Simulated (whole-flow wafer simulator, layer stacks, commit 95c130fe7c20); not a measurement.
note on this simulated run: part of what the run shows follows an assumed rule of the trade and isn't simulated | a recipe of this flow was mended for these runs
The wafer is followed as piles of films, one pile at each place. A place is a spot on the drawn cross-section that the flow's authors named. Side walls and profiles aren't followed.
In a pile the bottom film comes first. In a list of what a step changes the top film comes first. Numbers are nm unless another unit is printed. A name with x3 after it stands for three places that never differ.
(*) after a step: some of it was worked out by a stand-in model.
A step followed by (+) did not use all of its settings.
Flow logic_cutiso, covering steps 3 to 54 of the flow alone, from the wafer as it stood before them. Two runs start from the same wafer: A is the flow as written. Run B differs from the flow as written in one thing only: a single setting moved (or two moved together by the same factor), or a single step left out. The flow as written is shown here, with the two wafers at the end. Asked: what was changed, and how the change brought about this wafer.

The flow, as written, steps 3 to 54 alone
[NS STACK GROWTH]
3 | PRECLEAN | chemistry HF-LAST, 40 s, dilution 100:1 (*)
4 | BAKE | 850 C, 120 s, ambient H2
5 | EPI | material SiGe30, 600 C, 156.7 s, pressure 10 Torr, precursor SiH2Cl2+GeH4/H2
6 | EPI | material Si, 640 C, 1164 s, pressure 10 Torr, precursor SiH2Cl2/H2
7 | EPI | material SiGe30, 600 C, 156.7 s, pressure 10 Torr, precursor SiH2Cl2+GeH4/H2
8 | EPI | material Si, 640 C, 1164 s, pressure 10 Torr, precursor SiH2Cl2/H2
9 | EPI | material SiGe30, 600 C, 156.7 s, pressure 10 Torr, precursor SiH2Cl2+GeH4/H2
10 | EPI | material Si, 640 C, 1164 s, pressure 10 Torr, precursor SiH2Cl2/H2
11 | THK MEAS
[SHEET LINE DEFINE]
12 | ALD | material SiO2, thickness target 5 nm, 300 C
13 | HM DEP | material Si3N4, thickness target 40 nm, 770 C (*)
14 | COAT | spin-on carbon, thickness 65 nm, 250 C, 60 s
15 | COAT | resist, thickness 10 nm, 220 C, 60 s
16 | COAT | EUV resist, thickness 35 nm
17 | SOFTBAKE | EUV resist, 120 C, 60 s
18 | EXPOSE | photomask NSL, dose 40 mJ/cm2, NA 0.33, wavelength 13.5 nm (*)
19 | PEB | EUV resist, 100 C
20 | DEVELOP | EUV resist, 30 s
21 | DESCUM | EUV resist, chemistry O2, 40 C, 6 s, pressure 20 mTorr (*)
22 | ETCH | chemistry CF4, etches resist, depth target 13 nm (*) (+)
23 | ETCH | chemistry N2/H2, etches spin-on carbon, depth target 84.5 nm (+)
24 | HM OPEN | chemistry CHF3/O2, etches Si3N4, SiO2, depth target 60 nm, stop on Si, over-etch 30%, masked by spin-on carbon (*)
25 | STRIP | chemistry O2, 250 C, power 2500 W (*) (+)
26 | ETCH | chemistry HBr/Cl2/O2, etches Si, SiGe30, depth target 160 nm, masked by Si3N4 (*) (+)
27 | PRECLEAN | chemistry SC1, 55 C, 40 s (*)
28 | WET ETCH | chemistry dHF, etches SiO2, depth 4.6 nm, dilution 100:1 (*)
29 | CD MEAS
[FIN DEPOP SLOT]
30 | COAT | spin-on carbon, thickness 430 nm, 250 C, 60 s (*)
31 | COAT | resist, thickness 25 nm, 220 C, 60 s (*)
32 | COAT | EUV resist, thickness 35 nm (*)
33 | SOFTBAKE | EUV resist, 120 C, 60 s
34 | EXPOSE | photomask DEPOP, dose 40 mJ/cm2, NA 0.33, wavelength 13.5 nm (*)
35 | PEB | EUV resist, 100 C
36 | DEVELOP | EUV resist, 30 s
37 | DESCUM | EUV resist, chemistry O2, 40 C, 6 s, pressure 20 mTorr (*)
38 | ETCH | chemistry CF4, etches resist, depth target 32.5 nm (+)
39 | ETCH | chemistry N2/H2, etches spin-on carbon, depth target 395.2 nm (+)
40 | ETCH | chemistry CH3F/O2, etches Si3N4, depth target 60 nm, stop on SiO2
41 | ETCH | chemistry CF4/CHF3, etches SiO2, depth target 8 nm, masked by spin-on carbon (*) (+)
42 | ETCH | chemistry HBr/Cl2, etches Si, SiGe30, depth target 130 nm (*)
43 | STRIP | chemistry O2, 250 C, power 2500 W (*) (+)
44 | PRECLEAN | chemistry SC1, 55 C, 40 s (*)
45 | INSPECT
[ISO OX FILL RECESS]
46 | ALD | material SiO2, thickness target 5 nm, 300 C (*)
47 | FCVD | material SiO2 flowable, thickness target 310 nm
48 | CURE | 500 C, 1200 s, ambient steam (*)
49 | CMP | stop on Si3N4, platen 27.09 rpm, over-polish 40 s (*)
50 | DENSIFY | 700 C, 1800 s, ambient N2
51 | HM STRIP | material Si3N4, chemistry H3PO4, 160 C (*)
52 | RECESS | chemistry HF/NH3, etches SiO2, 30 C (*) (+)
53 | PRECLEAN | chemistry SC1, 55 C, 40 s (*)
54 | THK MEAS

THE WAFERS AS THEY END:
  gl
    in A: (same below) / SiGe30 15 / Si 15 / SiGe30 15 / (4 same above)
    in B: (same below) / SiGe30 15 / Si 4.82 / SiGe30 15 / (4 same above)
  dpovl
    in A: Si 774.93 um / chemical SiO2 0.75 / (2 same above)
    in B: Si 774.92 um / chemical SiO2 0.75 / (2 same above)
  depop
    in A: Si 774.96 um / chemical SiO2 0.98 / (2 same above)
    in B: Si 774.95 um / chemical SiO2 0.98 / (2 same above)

What caused this: step 6, EPI: 617 C was run, while the flow as written has 640 C.

Step by step, how the change led to this:
  6 | EPI | material Si, 640 C, 1164 s, pressure 10 Torr, precursor SiH2Cl2/H2
      depop, dpovl, gfld and 19 more: A +15 Si (new film) | B +4.82 Si (new film)
  26 | ETCH | chemistry HBr/Cl2/O2, etches Si, SiGe30, depth target 160 nm, masked by Si3N4 (*) (+)
      dpovl, gfld, gxf, iso, isow, lnri, nsgap: A -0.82 chemical SiO2 (all of it), -12 Si (all of it), -15 SiGe30 (all of it), -15 Si (all of it), -15 SiGe30 (all of it), -15 Si (all of it), -15 SiGe30 (all of it), -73 Si | B -0.82 chemical SiO2 (all of it), -12 Si (all of it), -15 SiGe30 (all of it), -15 Si (all of it), -15 SiGe30 (all of it), -4.82 Si (all of it), -15 SiGe30 (all of it), -83.2 Si
  42 | ETCH | chemistry HBr/Cl2, etches Si, SiGe30, depth target 130 nm (*)
      depop: A -13.8 Si (all of it), -15 SiGe30 (all of it), -15 Si (all of it), -15 SiGe30 (all of it), -15 Si (all of it), -15 SiGe30 (all of it), -41.2 Si | B -13.8 Si (all of it), -15 SiGe30 (all of it), -15 Si (all of it), -15 SiGe30 (all of it), -4.82 Si (all of it), -15 SiGe30 (all of it), -51.4 Si
